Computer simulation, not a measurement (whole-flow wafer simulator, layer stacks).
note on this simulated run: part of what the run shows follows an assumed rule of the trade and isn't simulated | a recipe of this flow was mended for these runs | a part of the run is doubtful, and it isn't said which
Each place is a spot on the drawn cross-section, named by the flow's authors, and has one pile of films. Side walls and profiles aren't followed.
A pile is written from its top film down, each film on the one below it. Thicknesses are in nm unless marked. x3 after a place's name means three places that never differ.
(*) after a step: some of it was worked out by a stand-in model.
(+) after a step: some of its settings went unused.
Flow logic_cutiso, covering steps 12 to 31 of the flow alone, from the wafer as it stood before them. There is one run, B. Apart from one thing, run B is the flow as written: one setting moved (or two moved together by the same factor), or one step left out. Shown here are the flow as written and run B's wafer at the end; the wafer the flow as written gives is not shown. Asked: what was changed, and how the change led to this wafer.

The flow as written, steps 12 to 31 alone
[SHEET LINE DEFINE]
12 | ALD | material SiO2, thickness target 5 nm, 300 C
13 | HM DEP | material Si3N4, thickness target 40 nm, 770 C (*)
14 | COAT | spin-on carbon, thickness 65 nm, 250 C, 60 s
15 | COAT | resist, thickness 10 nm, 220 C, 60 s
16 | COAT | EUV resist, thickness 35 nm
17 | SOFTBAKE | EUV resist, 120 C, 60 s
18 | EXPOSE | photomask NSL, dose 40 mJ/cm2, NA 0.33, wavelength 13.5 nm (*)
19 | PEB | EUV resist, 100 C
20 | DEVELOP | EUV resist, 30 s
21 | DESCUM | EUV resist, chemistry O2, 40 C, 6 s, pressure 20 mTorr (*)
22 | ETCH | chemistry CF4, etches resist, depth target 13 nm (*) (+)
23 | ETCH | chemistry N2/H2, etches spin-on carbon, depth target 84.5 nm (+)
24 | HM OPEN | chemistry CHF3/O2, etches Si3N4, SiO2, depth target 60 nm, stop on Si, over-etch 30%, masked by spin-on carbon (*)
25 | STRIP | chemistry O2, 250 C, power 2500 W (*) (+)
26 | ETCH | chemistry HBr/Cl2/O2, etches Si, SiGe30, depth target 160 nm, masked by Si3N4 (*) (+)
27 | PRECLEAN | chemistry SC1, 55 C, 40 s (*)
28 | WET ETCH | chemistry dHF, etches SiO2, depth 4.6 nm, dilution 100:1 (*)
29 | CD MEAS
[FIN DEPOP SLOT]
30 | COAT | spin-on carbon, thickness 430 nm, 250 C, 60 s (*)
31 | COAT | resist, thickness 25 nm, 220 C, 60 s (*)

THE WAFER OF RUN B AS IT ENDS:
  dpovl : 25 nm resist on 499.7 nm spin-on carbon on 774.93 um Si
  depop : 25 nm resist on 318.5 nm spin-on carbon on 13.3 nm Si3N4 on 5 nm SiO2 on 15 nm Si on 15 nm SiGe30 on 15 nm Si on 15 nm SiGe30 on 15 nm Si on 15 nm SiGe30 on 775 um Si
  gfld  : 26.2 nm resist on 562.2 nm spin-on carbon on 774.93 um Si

What caused this: step 13, HM DEP: thickness target 30.4 nm was run, while the flow as written has thickness target 40 nm; step 23, ETCH: depth target 64.2 nm was run, where the flow has depth target 84.5 nm.

How this came from the change, step by step:
  13 | HM DEP | material Si3N4, thickness target 40 nm, 770 C (*)
      depop, dpovl, gfld and 19 more: Si3N4 gains 30.4 (new film) (as written it would have been: Si3N4 gains 40 (new film))
  23 | ETCH | chemistry N2/H2, etches spin-on carbon, depth target 84.5 nm (+)
      dpovl, gfld, gxf, iso, isow, lnri, nsgap: spin-on carbon loses 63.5 (all of it) (as written it would have been: spin-on carbon loses 63.5 (all of it), Si3N4 loses 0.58)
      depop, gl, glp and 12 more: EUV resist loses 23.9 (all of it), resist loses 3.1 (as written it would have been: EUV resist loses 23.9 (all of it), resist loses 4.45)
  24 | HM OPEN | chemistry CHF3/O2, etches Si3N4, SiO2, depth target 60 nm, stop on Si, over-etch 30%, masked by spin-on carbon (*)
      depop, gl, glp and 12 more: resist loses 6.9 (all of it), spin-on carbon loses 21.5 (as written it would have been: resist loses 5.55 (all of it), spin-on carbon loses 31.1)
      dpovl, gfld, gxf, iso, isow, lnri, nsgap: Si3N4 loses 30.4 (all of it), SiO2 loses 5 (all of it), Si loses 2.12 (as written it would have been: Si3N4 loses 39.4 (all of it), SiO2 loses 5 (all of it), Si loses 2.67)
  25 | STRIP | chemistry O2, 250 C, power 2500 W (*) (+)
      depop, gl, glp and 12 more: spin-on carbon loses 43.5 (all of it) (as written it would have been: spin-on carbon loses 33.9 (all of it))
